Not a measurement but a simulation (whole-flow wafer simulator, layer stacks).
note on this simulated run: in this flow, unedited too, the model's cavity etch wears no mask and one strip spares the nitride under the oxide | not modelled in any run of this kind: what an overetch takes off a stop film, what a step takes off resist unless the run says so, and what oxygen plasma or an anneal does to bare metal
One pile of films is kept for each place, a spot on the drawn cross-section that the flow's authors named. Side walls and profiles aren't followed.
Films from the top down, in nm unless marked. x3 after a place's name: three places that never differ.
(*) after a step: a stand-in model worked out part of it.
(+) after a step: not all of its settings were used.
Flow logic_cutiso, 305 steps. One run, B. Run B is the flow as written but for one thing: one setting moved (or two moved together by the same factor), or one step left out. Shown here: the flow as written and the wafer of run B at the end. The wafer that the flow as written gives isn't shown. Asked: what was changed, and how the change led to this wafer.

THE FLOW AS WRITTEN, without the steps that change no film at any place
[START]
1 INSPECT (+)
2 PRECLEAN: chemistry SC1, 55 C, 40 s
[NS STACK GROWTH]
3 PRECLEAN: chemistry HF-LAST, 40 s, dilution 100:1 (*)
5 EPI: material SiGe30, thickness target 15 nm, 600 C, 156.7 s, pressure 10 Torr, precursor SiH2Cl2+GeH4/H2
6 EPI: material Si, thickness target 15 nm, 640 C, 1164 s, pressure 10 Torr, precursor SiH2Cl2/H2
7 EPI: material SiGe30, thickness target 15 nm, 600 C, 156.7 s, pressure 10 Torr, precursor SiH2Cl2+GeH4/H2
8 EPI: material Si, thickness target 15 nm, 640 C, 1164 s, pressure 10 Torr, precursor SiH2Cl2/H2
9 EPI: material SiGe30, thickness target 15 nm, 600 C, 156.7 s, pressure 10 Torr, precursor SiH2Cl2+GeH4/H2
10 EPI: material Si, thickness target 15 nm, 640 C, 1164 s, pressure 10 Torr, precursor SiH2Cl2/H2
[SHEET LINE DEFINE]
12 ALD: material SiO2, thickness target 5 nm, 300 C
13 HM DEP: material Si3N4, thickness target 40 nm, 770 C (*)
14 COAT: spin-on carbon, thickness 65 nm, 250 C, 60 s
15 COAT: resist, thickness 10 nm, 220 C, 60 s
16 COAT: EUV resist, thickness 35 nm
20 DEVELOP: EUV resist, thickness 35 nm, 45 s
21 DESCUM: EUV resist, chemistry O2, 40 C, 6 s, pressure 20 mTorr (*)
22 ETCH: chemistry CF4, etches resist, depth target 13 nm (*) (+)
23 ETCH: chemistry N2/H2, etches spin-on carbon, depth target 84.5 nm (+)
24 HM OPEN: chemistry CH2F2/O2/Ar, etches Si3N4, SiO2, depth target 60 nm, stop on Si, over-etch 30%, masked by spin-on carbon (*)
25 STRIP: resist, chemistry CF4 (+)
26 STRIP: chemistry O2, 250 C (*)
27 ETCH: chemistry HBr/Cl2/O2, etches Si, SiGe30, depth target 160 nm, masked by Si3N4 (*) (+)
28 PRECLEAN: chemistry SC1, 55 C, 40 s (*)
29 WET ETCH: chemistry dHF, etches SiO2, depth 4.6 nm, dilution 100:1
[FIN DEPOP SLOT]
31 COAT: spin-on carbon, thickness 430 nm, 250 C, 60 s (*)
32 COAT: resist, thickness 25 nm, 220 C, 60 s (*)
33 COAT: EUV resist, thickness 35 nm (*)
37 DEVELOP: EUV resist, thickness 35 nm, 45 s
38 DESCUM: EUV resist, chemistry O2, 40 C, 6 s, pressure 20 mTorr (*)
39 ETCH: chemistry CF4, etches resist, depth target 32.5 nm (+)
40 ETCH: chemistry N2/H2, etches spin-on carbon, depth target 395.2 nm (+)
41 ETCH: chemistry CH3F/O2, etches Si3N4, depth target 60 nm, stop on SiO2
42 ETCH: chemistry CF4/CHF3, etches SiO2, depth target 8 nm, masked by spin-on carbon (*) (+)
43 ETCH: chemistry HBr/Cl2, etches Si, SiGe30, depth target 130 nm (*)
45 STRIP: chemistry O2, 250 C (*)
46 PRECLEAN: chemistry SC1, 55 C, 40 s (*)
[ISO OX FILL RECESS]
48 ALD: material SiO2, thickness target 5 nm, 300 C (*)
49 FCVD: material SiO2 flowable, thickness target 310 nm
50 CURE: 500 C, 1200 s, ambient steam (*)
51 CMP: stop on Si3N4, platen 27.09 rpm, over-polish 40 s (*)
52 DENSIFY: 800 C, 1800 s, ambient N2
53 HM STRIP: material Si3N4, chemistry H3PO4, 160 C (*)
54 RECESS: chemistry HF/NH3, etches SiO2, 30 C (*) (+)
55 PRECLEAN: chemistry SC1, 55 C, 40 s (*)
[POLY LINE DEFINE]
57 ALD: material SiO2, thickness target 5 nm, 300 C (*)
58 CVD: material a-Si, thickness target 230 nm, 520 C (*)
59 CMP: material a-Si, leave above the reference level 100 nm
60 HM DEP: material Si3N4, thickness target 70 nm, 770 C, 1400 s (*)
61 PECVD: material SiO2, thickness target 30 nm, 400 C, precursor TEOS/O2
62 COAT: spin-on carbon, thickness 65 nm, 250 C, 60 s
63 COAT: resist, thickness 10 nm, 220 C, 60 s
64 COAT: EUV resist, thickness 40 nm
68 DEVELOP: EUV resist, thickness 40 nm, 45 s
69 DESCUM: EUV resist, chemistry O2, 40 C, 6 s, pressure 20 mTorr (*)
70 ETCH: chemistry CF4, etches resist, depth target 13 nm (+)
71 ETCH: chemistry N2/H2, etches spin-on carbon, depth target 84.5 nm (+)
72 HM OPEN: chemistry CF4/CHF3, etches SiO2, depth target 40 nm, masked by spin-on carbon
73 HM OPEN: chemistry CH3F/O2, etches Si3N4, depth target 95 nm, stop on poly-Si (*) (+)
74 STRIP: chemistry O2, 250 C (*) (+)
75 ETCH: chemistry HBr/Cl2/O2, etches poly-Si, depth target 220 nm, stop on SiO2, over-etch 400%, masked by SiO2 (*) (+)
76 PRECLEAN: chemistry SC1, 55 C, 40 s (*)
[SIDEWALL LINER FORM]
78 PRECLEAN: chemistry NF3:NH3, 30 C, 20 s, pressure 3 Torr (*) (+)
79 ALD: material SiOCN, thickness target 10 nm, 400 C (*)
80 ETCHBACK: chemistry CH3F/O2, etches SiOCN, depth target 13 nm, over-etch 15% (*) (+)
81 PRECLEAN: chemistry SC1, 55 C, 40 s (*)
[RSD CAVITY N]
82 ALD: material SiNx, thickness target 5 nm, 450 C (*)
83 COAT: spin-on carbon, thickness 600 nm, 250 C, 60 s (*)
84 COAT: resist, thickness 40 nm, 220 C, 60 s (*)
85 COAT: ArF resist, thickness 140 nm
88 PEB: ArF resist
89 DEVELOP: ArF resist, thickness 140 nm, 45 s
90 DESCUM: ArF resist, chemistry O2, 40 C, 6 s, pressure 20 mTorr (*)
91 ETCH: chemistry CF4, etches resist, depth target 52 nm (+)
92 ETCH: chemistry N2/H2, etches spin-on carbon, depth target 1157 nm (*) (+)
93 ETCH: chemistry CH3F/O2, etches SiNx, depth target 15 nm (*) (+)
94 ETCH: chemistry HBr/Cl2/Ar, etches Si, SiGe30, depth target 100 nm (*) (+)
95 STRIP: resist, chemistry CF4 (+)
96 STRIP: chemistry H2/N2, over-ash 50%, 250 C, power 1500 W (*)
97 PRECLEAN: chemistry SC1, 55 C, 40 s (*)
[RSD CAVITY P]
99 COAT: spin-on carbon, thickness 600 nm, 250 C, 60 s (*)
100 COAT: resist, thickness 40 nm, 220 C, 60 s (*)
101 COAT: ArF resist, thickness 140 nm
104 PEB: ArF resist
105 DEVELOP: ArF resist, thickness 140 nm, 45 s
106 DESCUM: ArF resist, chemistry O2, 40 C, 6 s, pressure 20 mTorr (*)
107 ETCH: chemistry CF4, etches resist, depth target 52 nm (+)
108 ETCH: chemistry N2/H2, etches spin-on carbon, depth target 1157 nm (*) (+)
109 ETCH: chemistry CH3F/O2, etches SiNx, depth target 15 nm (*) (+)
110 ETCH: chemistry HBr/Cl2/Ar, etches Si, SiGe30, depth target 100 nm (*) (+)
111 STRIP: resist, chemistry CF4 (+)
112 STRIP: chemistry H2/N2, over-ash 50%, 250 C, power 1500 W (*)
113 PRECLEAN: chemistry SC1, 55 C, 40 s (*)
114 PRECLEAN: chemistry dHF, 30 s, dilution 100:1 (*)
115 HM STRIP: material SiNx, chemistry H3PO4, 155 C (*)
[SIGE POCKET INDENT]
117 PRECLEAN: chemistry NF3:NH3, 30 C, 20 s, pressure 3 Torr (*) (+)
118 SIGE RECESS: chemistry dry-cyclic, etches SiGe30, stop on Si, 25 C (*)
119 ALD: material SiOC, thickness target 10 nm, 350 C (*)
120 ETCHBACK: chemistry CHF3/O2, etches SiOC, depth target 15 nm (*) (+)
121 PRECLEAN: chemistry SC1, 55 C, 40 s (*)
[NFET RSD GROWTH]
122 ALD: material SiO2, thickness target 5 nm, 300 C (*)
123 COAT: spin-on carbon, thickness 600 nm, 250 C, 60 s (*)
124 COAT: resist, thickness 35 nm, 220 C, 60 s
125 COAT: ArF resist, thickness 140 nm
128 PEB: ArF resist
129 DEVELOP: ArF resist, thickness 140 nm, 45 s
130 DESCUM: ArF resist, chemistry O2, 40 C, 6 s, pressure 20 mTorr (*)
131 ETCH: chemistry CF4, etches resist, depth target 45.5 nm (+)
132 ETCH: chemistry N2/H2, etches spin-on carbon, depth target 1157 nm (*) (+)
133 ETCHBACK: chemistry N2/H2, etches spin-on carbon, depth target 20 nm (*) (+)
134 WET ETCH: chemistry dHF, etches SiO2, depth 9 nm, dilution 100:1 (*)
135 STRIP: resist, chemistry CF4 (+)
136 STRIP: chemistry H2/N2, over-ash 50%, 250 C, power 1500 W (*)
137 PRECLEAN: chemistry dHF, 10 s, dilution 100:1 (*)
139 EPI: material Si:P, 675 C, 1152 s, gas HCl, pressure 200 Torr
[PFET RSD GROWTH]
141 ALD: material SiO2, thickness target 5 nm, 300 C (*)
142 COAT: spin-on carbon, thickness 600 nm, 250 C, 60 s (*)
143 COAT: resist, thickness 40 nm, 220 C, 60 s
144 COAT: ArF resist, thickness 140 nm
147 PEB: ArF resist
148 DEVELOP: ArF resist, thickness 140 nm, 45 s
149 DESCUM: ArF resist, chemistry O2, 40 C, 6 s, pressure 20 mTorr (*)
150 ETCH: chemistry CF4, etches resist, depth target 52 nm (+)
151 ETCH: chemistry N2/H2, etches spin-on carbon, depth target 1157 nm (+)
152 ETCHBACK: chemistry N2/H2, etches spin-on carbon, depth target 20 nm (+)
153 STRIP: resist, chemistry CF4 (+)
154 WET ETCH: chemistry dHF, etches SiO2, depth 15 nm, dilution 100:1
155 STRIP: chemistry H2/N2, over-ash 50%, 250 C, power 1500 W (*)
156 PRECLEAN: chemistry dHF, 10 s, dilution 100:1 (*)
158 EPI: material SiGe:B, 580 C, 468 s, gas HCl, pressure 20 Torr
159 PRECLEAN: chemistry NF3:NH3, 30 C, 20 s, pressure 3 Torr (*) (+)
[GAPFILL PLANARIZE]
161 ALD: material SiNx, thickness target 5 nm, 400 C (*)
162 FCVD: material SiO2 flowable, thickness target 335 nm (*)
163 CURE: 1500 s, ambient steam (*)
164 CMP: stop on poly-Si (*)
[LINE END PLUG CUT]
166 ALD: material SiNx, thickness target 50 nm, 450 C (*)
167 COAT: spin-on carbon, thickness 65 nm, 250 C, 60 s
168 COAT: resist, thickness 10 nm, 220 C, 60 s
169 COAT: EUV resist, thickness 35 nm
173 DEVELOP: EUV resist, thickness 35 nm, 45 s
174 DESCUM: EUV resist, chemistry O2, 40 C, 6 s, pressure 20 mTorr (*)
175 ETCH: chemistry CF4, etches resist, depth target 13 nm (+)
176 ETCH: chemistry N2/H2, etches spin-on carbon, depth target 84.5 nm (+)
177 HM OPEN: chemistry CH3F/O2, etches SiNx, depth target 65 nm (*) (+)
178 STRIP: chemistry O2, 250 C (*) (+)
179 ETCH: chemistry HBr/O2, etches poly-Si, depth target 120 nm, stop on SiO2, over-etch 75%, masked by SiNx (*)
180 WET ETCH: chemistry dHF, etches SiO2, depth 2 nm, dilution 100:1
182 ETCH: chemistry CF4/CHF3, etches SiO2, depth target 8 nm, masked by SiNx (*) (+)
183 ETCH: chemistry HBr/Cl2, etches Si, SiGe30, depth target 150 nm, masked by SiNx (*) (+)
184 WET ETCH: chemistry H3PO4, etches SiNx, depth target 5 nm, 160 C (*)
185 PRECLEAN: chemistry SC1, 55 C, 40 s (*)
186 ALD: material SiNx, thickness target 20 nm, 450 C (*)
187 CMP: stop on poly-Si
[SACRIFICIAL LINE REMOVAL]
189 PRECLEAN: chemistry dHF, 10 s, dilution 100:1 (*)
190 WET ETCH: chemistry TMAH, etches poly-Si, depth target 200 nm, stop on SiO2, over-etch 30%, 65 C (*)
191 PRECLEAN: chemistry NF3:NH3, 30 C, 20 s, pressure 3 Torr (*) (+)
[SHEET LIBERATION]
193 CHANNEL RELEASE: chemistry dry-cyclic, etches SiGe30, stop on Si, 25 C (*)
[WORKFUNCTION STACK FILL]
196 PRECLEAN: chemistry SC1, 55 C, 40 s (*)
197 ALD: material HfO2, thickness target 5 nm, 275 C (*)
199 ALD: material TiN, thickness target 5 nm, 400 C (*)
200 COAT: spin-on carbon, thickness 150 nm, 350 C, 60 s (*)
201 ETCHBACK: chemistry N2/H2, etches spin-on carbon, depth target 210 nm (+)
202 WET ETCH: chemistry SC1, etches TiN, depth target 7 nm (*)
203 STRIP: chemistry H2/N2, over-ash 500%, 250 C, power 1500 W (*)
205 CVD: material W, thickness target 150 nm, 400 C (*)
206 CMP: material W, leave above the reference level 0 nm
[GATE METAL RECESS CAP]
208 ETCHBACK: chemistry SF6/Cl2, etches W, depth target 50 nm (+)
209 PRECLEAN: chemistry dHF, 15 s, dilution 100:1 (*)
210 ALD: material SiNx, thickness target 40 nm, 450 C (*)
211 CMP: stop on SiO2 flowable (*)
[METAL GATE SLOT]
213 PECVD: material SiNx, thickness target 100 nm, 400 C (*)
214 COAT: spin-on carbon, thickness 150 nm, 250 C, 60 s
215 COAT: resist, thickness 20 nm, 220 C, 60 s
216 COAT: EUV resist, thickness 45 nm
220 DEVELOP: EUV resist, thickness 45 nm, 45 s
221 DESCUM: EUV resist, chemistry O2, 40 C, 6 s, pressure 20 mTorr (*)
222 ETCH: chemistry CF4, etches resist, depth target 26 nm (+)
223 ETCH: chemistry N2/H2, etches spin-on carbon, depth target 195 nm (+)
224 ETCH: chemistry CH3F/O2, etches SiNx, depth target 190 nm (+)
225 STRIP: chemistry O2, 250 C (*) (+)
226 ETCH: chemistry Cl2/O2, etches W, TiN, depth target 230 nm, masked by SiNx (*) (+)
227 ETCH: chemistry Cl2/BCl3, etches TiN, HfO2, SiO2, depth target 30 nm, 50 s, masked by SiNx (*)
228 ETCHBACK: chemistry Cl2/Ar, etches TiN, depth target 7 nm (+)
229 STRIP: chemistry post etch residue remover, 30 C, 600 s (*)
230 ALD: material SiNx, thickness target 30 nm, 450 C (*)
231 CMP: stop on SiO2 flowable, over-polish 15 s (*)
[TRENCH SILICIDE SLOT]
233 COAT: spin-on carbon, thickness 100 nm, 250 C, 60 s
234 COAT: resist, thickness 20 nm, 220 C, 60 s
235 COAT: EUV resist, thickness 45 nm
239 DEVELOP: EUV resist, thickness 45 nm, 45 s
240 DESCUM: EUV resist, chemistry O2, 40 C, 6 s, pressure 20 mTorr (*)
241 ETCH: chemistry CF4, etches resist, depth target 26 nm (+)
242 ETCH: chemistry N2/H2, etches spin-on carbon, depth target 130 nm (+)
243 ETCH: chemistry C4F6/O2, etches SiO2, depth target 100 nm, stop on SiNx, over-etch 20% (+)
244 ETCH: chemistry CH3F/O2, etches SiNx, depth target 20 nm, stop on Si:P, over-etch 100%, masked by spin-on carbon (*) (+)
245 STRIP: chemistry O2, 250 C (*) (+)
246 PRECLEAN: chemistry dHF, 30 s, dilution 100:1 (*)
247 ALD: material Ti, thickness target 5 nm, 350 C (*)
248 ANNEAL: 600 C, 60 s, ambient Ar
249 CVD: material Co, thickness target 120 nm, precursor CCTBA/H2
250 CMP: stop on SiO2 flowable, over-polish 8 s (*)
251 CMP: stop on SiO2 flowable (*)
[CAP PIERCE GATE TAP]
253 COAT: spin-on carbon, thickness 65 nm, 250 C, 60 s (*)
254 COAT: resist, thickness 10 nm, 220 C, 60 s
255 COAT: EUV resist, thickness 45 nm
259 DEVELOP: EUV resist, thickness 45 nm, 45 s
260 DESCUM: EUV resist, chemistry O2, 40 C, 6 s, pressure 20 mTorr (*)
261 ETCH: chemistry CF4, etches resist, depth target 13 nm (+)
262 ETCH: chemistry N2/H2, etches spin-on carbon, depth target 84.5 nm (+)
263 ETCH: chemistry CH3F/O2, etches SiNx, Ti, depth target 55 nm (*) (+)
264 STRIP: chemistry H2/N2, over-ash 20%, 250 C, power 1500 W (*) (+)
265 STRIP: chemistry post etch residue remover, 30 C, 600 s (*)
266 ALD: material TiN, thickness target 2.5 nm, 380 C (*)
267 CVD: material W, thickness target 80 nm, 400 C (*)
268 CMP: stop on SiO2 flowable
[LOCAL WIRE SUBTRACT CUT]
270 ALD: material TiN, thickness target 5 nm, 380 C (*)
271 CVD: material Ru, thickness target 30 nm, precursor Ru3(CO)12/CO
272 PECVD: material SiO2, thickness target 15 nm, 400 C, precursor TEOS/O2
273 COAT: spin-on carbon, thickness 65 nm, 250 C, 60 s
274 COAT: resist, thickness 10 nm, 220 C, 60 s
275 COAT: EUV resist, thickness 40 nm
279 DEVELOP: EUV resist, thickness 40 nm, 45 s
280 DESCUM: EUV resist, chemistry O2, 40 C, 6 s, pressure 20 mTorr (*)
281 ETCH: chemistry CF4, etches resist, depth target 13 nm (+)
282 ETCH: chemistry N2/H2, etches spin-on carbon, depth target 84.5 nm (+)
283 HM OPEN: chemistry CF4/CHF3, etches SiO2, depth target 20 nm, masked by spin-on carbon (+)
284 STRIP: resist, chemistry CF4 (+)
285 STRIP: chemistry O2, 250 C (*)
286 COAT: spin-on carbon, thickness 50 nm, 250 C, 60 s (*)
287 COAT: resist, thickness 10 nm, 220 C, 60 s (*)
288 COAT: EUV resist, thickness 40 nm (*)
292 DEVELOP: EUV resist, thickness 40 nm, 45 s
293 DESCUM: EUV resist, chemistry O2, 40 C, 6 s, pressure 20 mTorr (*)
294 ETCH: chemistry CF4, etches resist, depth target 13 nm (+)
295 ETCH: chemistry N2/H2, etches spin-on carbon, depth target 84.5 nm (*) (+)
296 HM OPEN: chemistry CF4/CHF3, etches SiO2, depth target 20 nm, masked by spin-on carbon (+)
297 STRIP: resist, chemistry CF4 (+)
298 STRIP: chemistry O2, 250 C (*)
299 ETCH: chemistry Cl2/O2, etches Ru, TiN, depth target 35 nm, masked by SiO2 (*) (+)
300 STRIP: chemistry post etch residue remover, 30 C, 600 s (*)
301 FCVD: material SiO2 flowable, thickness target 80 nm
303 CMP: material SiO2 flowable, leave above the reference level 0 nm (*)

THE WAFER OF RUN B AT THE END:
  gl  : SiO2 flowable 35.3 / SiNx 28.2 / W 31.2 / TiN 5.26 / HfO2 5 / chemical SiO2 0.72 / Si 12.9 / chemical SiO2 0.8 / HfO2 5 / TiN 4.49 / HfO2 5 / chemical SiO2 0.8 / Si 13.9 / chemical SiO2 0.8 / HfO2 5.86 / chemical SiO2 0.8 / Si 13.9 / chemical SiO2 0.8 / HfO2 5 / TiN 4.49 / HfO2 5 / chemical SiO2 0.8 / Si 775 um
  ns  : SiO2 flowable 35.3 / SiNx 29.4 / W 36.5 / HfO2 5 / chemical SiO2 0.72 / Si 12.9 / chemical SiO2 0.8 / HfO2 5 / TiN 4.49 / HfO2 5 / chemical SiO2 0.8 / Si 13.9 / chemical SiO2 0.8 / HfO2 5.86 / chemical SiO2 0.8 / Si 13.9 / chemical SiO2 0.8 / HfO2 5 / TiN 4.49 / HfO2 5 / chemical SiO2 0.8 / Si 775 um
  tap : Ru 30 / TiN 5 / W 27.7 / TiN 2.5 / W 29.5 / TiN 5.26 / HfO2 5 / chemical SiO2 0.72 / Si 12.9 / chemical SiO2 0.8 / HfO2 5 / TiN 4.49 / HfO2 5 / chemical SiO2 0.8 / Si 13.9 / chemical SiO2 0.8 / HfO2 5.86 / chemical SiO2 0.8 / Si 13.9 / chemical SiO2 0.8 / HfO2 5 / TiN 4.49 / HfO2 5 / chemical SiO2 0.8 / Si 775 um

The cause: step 7, EPI: 66.6 s was run, where the flow has 156.7 s.

How the change led to this, step by step:
  7 EPI: material SiGe30, thickness target 15 nm, 600 C, 156.7 s, pressure 10 Torr, precursor SiH2Cl2+GeH4/H2
      depop, dpovl, gfld and 19 more: SiGe30 +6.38 (new film) (as written it would be: SiGe30 +15 (new film))
  27 ETCH: chemistry HBr/Cl2/O2, etches Si, SiGe30, depth target 160 nm, masked by Si3N4 (*) (+)
      gfld, gxf, iso, lnri: chemical SiO2 -0.79 (all of it), Si -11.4 (all of it), SiGe30 -15 (all of it), Si -15 (all of it), SiGe30 -6.38 (all of it), Si -15 (all of it), SiGe30 -15 (all of it), Si -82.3 (as written it would be: chemical SiO2 -0.79 (all of it), Si -11.4 (all of it), SiGe30 -15 (all of it), Si -15 (all of it), SiGe30 -15 (all of it), Si -15 (all of it), SiGe30 -15 (all of it), Si -73.6)
      dpovl, nsgap: chemical SiO2 -0.79 (all of it), Si -11.8 (all of it), SiGe30 -15 (all of it), Si -15 (all of it), SiGe30 -6.38 (all of it), Si -15 (all of it), SiGe30 -15 (all of it), Si -81.9 (as written it would be: chemical SiO2 -0.79 (all of it), Si -11.8 (all of it), SiGe30 -15 (all of it), Si -15 (all of it), SiGe30 -15 (all of it), Si -15 (all of it), SiGe30 -15 (all of it), Si -73.2)
      (and at 1 more place)
  43 ETCH: chemistry HBr/Cl2, etches Si, SiGe30, depth target 130 nm (*)
      depop: Si -14 (all of it), SiGe30 -15 (all of it), Si -15 (all of it), SiGe30 -6.38 (all of it), Si -15 (all of it), SiGe30 -15 (all of it), Si -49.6 (as written it would be: Si -14 (all of it), SiGe30 -15 (all of it), Si -15 (all of it), SiGe30 -15 (all of it), Si -15 (all of it), SiGe30 -15 (all of it), Si -41)
  94 ETCH: chemistry HBr/Cl2/Ar, etches Si, SiGe30, depth target 100 nm (*) (+)
      rsdn, rsdx: chemical SiO2 -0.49 (all of it), Si -12.8 (all of it), SiGe30 -15 (all of it), Si -15 (all of it), SiGe30 -6.38 (all of it), Si -15 (all of it), SiGe30 -15 (all of it), Si -20.8 (as written it would be: chemical SiO2 -0.49 (all of it), Si -12.8 (all of it), SiGe30 -15 (all of it), Si -15 (all of it), SiGe30 -15 (all of it), Si -15 (all of it), SiGe30 -15 (all of it), Si -12.2)
  110 ETCH: chemistry HBr/Cl2/Ar, etches Si, SiGe30, depth target 100 nm (*) (+)
      rsdp, rsdw: chemical SiO2 -0.49 (all of it), Si -12.8 (all of it), SiGe30 -15 (all of it), Si -15 (all of it), SiGe30 -6.38 (all of it), Si -15 (all of it), SiGe30 -15 (all of it), Si -20.8 (as written it would be: chemical SiO2 -0.49 (all of it), Si -12.8 (all of it), SiGe30 -15 (all of it), Si -15 (all of it), SiGe30 -15 (all of it), Si -15 (all of it), SiGe30 -15 (all of it), Si -12.2)
  118 SIGE RECESS: chemistry dry-cyclic, etches SiGe30, stop on Si, 25 C (*)
      lnr, lnrp, lnrt: SiOCN -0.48, Si -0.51, cavity +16 (new film), SiGe30 -15 (all of it), Si -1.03, cavity +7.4 (new film), SiGe30 -6.38 (all of it), Si -1.03, cavity +16 (new film), SiGe30 -15 (all of it), Si -0.51 (as written it would be: SiOCN -0.48, Si -0.51, cavity +16 (new film), SiGe30 -15 (all of it), Si -1.03, cavity +16 (new film), SiGe30 -15 (all of it), Si -1.03, cavity +16 (new film), SiGe30 -15 (all of it), Si -0.51)
  119 ALD: material SiOC, thickness target 10 nm, 350 C (*)
      lnr, lnrp, lnrt: SiOC +10 (new film), SiOC +16 (new film), cavity -16 (all of it), SiOC +7.4 (new film), cavity -7.4 (all of it), SiOC +16 (new film), cavity -16 (all of it) (as written it would be: SiOC +10 (new film), SiOC +16 (new film), cavity -16 (all of it), SiOC +16 (new film), cavity -16 (all of it), SiOC +16 (new film), cavity -16 (all of it))
  183 ETCH: chemistry HBr/Cl2, etches Si, SiGe30, depth target 150 nm, masked by SiNx (*) (+)
      plug: Si -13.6 (all of it), SiGe30 -15 (all of it), Si -15 (all of it), SiGe30 -6.38 (all of it), Si -15 (all of it), SiGe30 -15 (all of it), Si -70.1 (as written it would be: Si -13.6 (all of it), SiGe30 -15 (all of it), Si -15 (all of it), SiGe30 -15 (all of it), Si -15 (all of it), SiGe30 -15 (all of it), Si -61.4)
  193 CHANNEL RELEASE: chemistry dry-cyclic, etches SiGe30, stop on Si, 25 C (*)
      gl, glp, gxn, gxp, ns, tap: chemical SiO2 +0.8 (new film), Si -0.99, chemical SiO2 +0.8 (new film), cavity +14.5 (new film), chemical SiO2 +0.8 (new film), SiGe30 -15 (all of it), Si -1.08, chemical SiO2 +0.8 (new film), cavity +5.86 (new film), chemical SiO2 +0.8 (new film), SiGe30 -6.38 (all of it), Si -1.08, chemical SiO2 +0.8 (new film), cavity +14.5 (new film), chemical SiO2 +0.8 (new film), SiGe30 -15 (all of it), Si -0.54 (as written it would be: chemical SiO2 +0.8 (new film), Si -0.99, chemical SiO2 +0.8 (new film), cavity +14.5 (new film), chemical SiO2 +0.8 (new film), SiGe30 -15 (all of it), Si -1.08, chemical SiO2 +0.8 (new film), cavity +14.5 (new film), chemical SiO2 +0.8 (new film), SiGe30 -15 (all of it), Si -1.08, chemical SiO2 +0.8 (new film), cavity +14.5 (new film), chemical SiO2 +0.8 (new film), SiGe30 -15 (all of it), Si -0.54)
  197 ALD: material HfO2, thickness target 5 nm, 275 C (*)
      gl, glp, gxn, gxp, ns, tap: HfO2 +5 (new film), HfO2 +5 (new film), cavity -10, HfO2 +5 (new film), HfO2 +5.86 (new film), cavity -5.86 (all of it), HfO2 +5 (new film), cavity -10, HfO2 +5 (new film) (as written it would be: HfO2 +5 (new film), HfO2 +5 (new film), cavity -10, HfO2 +5 (new film), HfO2 +5 (new film), cavity -10, HfO2 +5 (new film), HfO2 +5 (new film), cavity -10, HfO2 +5 (new film))
  199 ALD: material TiN, thickness target 5 nm, 400 C (*)
      gl, glp, tap: TiN +5.26 (new film), TiN +4.49 (new film), cavity -4.49 (all of it), TiN +4.49 (new film), cavity -4.49 (all of it) (as written it would be: TiN +5.26 (new film), TiN +4.49 (new film), cavity -4.49 (all of it), TiN +4.49 (new film), cavity -4.49 (all of it), TiN +4.49 (new film), cavity -4.49 (all of it))
      gxn, gxp, ns: TiN +5 (new film), TiN +4.49 (new film), cavity -4.49 (all of it), TiN +4.49 (new film), cavity -4.49 (all of it) (as written it would be: TiN +5 (new film), TiN +4.49 (new film), cavity -4.49 (all of it), TiN +4.49 (new film), cavity -4.49 (all of it), TiN +4.49 (new film), cavity -4.49 (all of it))
Counting metal films that touch as one body, gl has 3 bodies (between them, from the top down: HfO2 5 / chemical SiO2 0.72 / Si 12.9 / chemical SiO2 0.8 / HfO2 5; HfO2 5 / chemical SiO2 0.8 / Si 13.9 / chemical SiO2 0.8 / HfO2 5.86 / chemical SiO2 0.8 / Si 13.9 / chemical SiO2 0.8 / HfO2 5); the flow as written gives 4 bodies (between them, from the top down: HfO2 5 / chemical SiO2 0.72 / Si 12.9 / chemical SiO2 0.8 / HfO2 5; HfO2 5 / chemical SiO2 0.8 / Si 13.9 / chemical SiO2 0.8 / HfO2 5; HfO2 5 / chemical SiO2 0.8 / Si 13.9 / chemical SiO2 0.8 / HfO2 5).
Counting metal films that touch as one body, ns has 3 bodies (between them, from the top down: HfO2 5 / chemical SiO2 0.72 / Si 12.9 / chemical SiO2 0.8 / HfO2 5; HfO2 5 / chemical SiO2 0.8 / Si 13.9 / chemical SiO2 0.8 / HfO2 5.86 / chemical SiO2 0.8 / Si 13.9 / chemical SiO2 0.8 / HfO2 5); the flow as written gives 4 bodies (between them, from the top down: HfO2 5 / chemical SiO2 0.72 / Si 12.9 / chemical SiO2 0.8 / HfO2 5; HfO2 5 / chemical SiO2 0.8 / Si 13.9 / chemical SiO2 0.8 / HfO2 5; HfO2 5 / chemical SiO2 0.8 / Si 13.9 / chemical SiO2 0.8 / HfO2 5).
Counting metal films that touch as one body, tap has 3 bodies (between them, from the top down: HfO2 5 / chemical SiO2 0.72 / Si 12.9 / chemical SiO2 0.8 / HfO2 5; HfO2 5 / chemical SiO2 0.8 / Si 13.9 / chemical SiO2 0.8 / HfO2 5.86 / chemical SiO2 0.8 / Si 13.9 / chemical SiO2 0.8 / HfO2 5); the flow as written gives 4 bodies (between them, from the top down: HfO2 5 / chemical SiO2 0.72 / Si 12.9 / chemical SiO2 0.8 / HfO2 5; HfO2 5 / chemical SiO2 0.8 / Si 13.9 / chemical SiO2 0.8 / HfO2 5; HfO2 5 / chemical SiO2 0.8 / Si 13.9 / chemical SiO2 0.8 / HfO2 5).
